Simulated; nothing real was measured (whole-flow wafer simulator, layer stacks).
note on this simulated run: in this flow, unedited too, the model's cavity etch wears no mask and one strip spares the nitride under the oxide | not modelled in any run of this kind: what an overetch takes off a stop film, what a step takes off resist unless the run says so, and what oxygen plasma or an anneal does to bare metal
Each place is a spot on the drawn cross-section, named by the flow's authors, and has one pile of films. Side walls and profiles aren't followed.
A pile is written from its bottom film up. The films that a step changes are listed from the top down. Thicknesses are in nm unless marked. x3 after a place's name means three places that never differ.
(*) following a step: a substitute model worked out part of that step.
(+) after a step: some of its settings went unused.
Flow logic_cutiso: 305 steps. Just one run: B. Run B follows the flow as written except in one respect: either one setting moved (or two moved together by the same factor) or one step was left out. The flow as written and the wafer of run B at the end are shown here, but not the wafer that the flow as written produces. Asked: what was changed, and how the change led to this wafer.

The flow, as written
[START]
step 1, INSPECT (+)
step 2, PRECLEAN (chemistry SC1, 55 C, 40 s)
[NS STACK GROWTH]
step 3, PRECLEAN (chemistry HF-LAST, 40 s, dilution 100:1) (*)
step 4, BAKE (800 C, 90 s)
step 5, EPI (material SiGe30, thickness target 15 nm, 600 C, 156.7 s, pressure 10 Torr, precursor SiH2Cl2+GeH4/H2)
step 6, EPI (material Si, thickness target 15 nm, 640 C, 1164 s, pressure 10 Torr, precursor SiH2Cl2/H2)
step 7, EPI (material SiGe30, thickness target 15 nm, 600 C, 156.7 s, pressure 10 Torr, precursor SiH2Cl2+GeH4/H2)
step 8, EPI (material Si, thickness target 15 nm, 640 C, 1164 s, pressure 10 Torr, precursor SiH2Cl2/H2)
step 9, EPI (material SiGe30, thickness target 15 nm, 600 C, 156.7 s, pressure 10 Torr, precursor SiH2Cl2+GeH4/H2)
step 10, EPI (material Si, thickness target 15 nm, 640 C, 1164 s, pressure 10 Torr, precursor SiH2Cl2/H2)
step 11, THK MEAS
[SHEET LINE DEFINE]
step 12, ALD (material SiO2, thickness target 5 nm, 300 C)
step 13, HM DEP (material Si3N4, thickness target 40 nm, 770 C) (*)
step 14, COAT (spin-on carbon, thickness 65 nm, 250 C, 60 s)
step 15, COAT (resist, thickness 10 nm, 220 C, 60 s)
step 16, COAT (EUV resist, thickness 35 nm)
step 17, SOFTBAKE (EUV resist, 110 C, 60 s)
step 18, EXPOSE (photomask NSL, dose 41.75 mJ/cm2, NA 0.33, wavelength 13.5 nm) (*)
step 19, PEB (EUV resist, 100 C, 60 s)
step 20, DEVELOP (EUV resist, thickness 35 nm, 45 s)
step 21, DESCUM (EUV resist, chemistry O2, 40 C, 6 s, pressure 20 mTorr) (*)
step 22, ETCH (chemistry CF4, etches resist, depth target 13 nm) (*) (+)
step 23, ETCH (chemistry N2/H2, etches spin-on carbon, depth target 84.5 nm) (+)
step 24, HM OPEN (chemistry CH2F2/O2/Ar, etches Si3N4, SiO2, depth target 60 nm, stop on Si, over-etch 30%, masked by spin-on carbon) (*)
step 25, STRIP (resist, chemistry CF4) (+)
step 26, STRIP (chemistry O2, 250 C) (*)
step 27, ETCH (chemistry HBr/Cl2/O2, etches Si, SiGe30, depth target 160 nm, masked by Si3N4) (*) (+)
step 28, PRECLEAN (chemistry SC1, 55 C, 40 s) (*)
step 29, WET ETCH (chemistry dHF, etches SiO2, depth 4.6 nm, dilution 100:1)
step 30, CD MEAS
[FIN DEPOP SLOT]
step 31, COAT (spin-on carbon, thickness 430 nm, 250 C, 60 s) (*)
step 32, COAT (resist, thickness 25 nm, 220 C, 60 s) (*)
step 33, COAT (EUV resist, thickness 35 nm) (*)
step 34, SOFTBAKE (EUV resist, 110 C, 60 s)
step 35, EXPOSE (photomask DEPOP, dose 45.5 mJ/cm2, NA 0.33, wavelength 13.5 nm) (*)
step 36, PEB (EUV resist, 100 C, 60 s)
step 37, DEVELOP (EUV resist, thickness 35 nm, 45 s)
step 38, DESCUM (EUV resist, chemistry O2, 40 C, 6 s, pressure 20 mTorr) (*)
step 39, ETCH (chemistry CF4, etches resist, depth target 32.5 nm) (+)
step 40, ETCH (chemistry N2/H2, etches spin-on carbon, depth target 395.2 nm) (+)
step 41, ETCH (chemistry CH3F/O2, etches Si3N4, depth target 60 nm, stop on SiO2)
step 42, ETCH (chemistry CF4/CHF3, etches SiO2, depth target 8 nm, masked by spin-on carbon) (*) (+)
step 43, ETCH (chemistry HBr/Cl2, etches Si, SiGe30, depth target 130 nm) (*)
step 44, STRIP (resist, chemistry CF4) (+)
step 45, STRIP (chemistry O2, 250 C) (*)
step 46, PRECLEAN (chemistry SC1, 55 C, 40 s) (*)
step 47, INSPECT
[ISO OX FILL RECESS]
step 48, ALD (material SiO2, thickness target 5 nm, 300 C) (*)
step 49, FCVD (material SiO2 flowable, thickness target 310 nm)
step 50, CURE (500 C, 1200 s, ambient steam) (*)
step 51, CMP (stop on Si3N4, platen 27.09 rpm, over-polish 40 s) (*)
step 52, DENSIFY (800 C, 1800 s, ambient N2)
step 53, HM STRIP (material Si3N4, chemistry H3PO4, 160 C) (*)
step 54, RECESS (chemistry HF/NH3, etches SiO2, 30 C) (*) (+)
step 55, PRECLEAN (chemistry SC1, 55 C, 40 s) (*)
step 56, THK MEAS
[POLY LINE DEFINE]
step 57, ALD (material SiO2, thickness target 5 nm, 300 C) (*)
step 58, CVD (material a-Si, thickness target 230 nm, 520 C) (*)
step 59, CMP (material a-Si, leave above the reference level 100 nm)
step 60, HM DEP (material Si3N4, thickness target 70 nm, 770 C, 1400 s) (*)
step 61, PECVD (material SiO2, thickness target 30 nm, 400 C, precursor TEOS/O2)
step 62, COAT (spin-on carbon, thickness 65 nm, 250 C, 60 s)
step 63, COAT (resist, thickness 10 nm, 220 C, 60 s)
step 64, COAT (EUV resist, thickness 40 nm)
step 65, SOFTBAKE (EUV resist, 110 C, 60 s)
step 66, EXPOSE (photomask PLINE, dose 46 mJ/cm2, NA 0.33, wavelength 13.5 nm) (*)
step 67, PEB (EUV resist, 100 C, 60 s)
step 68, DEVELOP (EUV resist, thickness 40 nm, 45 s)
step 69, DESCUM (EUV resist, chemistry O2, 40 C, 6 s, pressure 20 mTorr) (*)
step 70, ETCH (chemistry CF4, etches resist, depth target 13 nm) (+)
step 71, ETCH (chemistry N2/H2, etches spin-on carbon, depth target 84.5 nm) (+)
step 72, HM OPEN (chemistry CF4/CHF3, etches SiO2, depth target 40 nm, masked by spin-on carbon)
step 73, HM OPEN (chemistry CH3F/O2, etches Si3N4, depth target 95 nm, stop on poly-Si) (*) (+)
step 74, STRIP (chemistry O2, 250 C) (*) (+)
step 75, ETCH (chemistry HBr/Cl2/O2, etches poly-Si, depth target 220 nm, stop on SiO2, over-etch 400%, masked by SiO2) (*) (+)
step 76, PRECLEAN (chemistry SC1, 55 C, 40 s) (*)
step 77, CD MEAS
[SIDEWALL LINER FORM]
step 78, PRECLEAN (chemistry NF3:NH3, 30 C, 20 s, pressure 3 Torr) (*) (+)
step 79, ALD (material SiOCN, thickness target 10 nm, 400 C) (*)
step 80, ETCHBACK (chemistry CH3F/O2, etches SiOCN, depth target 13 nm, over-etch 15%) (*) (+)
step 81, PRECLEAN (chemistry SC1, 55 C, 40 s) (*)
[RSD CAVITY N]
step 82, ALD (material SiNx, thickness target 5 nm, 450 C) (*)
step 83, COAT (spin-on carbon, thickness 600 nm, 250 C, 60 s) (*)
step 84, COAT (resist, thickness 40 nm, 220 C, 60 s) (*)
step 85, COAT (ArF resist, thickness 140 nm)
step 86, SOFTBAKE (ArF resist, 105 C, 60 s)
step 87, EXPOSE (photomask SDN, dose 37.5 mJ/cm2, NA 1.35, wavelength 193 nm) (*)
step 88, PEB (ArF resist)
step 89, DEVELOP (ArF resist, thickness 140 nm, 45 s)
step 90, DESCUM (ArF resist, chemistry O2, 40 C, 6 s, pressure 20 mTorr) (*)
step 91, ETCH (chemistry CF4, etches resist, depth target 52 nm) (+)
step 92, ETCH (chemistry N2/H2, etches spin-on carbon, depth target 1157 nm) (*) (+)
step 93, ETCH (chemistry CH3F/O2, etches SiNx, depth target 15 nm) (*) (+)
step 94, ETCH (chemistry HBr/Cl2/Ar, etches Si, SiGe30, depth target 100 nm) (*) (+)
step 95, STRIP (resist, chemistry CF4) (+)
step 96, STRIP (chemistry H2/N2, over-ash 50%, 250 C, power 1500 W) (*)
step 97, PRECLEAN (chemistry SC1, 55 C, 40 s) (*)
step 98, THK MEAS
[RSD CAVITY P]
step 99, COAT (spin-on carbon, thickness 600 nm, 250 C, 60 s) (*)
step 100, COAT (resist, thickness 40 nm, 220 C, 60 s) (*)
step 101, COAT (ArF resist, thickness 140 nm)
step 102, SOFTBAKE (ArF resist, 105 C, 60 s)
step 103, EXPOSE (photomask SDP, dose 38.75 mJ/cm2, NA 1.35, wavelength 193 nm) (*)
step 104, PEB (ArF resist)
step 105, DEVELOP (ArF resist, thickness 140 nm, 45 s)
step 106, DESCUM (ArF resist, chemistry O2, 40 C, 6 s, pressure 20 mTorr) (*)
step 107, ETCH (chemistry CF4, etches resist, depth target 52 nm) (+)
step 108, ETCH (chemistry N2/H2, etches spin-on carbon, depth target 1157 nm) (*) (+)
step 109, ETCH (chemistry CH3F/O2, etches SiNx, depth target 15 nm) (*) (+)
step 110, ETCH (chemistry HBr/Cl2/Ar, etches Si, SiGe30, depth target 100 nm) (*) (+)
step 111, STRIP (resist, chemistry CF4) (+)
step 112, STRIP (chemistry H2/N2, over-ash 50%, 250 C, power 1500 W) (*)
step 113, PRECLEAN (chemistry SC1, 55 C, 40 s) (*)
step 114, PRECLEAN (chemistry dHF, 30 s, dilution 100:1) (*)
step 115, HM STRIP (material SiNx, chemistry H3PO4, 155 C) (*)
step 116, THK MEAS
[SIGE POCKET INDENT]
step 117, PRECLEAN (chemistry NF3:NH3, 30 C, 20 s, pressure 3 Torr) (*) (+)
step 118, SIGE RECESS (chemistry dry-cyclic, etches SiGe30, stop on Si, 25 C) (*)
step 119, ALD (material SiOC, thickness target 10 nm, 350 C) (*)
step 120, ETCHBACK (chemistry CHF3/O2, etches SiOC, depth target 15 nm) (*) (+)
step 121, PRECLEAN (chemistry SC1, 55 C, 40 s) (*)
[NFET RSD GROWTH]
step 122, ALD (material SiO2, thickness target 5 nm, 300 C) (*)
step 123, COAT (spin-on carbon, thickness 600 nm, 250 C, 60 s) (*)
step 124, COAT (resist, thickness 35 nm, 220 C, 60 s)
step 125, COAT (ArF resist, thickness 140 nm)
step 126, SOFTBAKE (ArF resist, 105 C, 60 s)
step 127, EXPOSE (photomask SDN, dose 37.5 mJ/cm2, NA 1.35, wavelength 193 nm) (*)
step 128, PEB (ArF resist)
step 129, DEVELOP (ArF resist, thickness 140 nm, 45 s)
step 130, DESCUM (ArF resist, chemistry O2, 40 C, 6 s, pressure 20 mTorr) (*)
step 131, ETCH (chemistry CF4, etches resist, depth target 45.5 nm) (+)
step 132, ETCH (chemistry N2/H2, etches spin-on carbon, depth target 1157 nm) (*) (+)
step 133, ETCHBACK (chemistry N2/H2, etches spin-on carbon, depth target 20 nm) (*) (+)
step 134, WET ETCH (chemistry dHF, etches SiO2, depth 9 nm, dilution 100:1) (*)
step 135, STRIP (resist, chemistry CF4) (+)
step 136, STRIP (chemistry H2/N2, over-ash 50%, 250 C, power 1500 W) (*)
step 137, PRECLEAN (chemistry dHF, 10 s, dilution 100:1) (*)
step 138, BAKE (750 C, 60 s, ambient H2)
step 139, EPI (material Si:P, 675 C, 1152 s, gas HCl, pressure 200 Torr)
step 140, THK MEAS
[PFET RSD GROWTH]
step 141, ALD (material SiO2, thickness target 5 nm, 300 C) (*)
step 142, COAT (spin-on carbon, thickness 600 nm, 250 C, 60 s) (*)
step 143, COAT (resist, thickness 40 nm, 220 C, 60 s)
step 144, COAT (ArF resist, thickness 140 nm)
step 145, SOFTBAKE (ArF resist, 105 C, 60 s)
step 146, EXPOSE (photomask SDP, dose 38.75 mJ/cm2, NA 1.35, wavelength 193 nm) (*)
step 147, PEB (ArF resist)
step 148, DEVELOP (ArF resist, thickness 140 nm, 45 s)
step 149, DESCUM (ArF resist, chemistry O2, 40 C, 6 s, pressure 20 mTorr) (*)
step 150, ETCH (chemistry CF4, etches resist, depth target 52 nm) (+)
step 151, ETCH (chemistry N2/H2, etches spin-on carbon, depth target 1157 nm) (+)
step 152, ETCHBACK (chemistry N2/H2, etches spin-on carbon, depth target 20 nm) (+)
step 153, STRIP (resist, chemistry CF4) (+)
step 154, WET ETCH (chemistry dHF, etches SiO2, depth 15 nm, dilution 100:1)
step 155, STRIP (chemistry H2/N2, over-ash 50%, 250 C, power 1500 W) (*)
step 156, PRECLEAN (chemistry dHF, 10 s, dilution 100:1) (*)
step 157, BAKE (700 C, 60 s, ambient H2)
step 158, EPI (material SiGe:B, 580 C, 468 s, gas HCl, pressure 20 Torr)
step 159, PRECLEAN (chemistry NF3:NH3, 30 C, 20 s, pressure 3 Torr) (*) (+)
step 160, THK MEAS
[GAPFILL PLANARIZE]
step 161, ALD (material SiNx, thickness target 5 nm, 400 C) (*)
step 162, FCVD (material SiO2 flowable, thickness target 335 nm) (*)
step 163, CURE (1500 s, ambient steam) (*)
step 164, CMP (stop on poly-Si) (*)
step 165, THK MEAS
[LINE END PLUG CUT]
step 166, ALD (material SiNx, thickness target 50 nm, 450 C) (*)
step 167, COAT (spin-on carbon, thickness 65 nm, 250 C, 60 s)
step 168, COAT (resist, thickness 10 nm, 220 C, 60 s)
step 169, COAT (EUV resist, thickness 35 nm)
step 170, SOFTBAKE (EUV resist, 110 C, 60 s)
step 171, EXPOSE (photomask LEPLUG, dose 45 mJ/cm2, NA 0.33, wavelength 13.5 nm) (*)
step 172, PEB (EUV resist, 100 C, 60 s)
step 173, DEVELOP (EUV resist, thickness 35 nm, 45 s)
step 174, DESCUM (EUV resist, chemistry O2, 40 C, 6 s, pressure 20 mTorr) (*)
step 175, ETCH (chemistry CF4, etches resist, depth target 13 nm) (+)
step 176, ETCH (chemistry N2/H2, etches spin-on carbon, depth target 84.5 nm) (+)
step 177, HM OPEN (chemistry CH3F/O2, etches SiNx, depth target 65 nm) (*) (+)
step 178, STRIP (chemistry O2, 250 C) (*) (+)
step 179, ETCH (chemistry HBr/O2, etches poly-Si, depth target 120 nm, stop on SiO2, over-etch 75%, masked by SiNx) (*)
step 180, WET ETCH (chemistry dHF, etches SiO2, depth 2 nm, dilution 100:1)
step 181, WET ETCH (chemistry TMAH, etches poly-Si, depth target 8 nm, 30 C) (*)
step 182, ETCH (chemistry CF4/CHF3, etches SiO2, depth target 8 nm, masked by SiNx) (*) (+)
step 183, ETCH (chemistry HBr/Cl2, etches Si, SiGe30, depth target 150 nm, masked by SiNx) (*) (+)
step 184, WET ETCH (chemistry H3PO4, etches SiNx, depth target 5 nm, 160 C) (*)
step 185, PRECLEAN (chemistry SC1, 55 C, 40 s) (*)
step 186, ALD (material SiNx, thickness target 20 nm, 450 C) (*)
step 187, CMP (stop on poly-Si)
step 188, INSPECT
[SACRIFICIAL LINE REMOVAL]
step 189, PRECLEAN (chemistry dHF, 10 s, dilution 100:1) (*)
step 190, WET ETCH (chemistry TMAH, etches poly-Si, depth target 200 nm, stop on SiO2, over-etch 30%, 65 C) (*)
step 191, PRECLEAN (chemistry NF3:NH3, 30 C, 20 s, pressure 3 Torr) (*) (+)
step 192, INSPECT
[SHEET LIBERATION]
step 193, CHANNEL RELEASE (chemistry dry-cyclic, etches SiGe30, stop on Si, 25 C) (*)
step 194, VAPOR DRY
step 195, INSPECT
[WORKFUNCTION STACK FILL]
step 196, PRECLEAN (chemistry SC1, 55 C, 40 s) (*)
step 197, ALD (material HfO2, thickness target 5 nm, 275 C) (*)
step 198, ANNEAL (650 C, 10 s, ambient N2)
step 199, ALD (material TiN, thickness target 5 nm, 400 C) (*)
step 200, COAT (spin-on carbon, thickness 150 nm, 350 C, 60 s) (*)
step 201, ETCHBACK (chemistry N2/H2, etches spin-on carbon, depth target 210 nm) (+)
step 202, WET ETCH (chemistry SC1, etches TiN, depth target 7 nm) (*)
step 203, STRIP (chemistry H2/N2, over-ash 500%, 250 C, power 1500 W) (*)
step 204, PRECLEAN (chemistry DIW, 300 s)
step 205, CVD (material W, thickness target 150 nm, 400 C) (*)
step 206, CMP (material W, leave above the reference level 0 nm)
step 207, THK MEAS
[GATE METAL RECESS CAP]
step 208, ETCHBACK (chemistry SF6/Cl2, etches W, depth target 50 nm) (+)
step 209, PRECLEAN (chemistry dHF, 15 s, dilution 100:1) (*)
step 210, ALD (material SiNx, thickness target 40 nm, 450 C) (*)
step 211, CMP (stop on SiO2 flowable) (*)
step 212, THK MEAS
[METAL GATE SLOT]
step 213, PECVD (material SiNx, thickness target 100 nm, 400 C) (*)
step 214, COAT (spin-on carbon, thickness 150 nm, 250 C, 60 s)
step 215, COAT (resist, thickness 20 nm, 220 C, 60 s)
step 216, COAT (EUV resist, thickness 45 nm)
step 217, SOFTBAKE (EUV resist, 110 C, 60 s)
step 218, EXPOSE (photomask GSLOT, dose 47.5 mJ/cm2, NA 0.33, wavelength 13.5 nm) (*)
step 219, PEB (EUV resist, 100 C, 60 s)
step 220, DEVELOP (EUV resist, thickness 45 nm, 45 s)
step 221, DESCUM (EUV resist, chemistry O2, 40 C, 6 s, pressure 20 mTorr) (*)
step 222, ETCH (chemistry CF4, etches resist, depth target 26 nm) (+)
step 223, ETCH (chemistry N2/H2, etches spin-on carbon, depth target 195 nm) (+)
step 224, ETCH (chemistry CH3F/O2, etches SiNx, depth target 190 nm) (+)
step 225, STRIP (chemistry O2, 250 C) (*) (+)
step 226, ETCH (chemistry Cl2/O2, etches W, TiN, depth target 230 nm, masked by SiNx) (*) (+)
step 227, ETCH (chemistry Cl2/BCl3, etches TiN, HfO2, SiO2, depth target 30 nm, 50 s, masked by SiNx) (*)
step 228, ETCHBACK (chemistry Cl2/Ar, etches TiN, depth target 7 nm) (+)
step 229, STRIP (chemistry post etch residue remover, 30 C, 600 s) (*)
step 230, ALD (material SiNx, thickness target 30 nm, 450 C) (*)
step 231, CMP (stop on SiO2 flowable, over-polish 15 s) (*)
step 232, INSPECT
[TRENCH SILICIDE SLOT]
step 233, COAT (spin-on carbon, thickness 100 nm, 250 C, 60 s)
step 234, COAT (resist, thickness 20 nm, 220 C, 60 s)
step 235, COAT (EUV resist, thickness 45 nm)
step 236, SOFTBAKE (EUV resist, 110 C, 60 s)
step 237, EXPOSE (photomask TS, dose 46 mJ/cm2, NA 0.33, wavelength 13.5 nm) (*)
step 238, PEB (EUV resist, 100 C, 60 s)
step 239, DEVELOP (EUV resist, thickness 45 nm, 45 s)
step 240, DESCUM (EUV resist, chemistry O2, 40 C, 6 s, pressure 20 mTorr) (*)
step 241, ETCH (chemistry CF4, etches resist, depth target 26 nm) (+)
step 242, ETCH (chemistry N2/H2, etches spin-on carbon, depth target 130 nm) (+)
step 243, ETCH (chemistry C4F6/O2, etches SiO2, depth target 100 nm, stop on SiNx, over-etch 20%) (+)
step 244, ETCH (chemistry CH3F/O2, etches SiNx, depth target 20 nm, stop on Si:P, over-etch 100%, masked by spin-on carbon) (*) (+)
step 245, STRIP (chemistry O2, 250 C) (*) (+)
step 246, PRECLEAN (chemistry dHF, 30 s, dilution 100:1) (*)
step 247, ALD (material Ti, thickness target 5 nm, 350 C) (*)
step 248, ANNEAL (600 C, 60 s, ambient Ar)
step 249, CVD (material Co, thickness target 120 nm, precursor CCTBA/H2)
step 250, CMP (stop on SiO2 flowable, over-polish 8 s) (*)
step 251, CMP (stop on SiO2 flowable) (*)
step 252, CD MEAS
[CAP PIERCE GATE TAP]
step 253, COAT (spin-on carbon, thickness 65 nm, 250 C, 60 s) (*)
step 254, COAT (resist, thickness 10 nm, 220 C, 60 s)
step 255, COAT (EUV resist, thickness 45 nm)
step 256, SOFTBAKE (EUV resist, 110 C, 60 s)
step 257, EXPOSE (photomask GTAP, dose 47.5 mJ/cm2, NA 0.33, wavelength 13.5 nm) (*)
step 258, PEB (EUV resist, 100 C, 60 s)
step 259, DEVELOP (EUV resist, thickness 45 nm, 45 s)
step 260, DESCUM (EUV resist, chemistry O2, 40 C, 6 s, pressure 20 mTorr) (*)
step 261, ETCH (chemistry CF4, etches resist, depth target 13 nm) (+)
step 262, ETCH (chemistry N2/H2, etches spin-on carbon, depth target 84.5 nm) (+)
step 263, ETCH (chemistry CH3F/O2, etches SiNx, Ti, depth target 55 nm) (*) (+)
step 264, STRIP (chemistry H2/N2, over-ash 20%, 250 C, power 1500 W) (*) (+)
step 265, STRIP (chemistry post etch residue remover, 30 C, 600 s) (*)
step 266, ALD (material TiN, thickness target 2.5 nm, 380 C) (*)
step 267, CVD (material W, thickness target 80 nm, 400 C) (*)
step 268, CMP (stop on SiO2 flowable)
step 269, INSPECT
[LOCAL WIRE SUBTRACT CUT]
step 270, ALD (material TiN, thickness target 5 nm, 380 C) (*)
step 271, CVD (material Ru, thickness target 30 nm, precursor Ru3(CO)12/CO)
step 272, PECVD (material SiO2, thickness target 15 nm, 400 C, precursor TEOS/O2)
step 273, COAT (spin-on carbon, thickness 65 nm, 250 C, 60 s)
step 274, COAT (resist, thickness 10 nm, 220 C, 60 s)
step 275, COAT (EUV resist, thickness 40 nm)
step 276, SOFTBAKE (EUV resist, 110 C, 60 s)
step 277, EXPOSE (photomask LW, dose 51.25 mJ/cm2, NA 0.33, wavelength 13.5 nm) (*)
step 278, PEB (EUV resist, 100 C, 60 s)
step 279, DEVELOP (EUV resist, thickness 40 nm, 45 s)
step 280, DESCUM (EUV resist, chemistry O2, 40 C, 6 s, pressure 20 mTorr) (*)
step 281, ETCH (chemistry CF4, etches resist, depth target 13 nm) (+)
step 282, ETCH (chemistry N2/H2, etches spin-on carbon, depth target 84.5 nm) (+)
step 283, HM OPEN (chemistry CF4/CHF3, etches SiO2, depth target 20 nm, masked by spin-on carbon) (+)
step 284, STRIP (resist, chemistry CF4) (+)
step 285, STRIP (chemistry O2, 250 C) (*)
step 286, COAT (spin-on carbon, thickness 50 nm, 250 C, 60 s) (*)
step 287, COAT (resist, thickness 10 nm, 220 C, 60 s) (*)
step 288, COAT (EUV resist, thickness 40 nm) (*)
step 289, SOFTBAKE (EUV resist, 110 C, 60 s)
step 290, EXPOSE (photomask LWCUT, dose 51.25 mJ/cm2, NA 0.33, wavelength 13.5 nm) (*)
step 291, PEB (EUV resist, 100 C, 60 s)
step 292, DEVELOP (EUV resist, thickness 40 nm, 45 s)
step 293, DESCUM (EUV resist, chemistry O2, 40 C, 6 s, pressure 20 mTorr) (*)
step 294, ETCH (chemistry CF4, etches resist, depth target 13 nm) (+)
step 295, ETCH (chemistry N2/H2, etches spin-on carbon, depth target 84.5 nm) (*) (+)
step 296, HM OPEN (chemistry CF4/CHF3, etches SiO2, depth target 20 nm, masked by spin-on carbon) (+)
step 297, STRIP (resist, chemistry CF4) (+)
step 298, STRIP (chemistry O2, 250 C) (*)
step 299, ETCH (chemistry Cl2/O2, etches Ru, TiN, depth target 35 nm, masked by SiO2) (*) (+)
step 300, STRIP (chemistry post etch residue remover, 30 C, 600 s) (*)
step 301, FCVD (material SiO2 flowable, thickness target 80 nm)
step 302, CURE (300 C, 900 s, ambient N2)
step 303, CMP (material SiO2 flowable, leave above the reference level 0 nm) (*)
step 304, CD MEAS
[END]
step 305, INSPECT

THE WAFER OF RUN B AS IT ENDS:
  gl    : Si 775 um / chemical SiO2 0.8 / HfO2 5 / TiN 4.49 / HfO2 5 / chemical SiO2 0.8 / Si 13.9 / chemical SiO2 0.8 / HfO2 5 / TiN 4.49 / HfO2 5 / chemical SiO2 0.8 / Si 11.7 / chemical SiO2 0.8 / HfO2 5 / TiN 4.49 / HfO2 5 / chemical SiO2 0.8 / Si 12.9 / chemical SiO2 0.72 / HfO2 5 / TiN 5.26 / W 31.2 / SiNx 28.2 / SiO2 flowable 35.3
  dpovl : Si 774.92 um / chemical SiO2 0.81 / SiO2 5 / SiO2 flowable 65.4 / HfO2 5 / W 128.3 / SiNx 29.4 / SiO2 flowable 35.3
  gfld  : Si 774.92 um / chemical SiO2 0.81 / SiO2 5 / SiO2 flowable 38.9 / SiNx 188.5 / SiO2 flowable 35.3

What caused this: step 8, EPI: thickness target 12.8 nm was run, though the flow has thickness target 15 nm; step 8, EPI: 989.7 s was run, where the flow has 1164 s.

The path from the change to this, step by step:
  step 8, EPI (material Si, thickness target 15 nm, 640 C, 1164 s, pressure 10 Torr, precursor SiH2Cl2/H2)
      depop, dpovl, gfld and 19 more: Si gains 12.8 (new film) (it would be, as written: Si gains 15 (new film))
  step 27, ETCH (chemistry HBr/Cl2/O2, etches Si, SiGe30, depth target 160 nm, masked by Si3N4) (*) (+)
      gfld, gxf, iso, lnri: chemical SiO2 loses 0.79 (all of it), Si loses 11.4 (all of it), SiGe30 loses 15 (all of it), Si loses 12.8 (all of it), SiGe30 loses 15 (all of it), Si loses 15 (all of it), SiGe30 loses 15 (all of it), Si loses 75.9 (it would be, as written: chemical SiO2 loses 0.79 (all of it), Si loses 11.4 (all of it), SiGe30 loses 15 (all of it), Si loses 15 (all of it), SiGe30 loses 15 (all of it), Si loses 15 (all of it), SiGe30 loses 15 (all of it), Si loses 73.6)
      dpovl, nsgap: chemical SiO2 loses 0.79 (all of it), Si loses 11.8 (all of it), SiGe30 loses 15 (all of it), Si loses 12.8 (all of it), SiGe30 loses 15 (all of it), Si loses 15 (all of it), SiGe30 loses 15 (all of it), Si loses 75.5 (it would be, as written: chemical SiO2 loses 0.79 (all of it), Si loses 11.8 (all of it), SiGe30 loses 15 (all of it), Si loses 15 (all of it), SiGe30 loses 15 (all of it), Si loses 15 (all of it), SiGe30 loses 15 (all of it), Si loses 73.2)
      (and at 1 other place as well)
  step 43, ETCH (chemistry HBr/Cl2, etches Si, SiGe30, depth target 130 nm) (*)
      depop: Si loses 14 (all of it), SiGe30 loses 15 (all of it), Si loses 12.8 (all of it), SiGe30 loses 15 (all of it), Si loses 15 (all of it), SiGe30 loses 15 (all of it), Si loses 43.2 (it would be, as written: Si loses 14 (all of it), SiGe30 loses 15 (all of it), Si loses 15 (all of it), SiGe30 loses 15 (all of it), Si loses 15 (all of it), SiGe30 loses 15 (all of it), Si loses 41)
  step 94, ETCH (chemistry HBr/Cl2/Ar, etches Si, SiGe30, depth target 100 nm) (*) (+)
      rsdn, rsdx: chemical SiO2 loses 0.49 (all of it), Si loses 12.8 (all of it), SiGe30 loses 15 (all of it), Si loses 12.8 (all of it), SiGe30 loses 15 (all of it), Si loses 15 (all of it), SiGe30 loses 15 (all of it), Si loses 14.4 (it would be, as written: chemical SiO2 loses 0.49 (all of it), Si loses 12.8 (all of it), SiGe30 loses 15 (all of it), Si loses 15 (all of it), SiGe30 loses 15 (all of it), Si loses 15 (all of it), SiGe30 loses 15 (all of it), Si loses 12.2)
  step 110, ETCH (chemistry HBr/Cl2/Ar, etches Si, SiGe30, depth target 100 nm) (*) (+)
      rsdp, rsdw: chemical SiO2 loses 0.49 (all of it), Si loses 12.8 (all of it), SiGe30 loses 15 (all of it), Si loses 12.8 (all of it), SiGe30 loses 15 (all of it), Si loses 15 (all of it), SiGe30 loses 15 (all of it), Si loses 14.4 (it would be, as written: chemical SiO2 loses 0.49 (all of it), Si loses 12.8 (all of it), SiGe30 loses 15 (all of it), Si loses 15 (all of it), SiGe30 loses 15 (all of it), Si loses 15 (all of it), SiGe30 loses 15 (all of it), Si loses 12.2)
  step 183, ETCH (chemistry HBr/Cl2, etches Si, SiGe30, depth target 150 nm, masked by SiNx) (*) (+)
      plug: Si loses 13.6 (all of it), SiGe30 loses 15 (all of it), Si loses 12.8 (all of it), SiGe30 loses 15 (all of it), Si loses 15 (all of it), SiGe30 loses 15 (all of it), Si loses 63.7 (it would be, as written: Si loses 13.6 (all of it), SiGe30 loses 15 (all of it), Si loses 15 (all of it), SiGe30 loses 15 (all of it), Si loses 15 (all of it), SiGe30 loses 15 (all of it), Si loses 61.4)
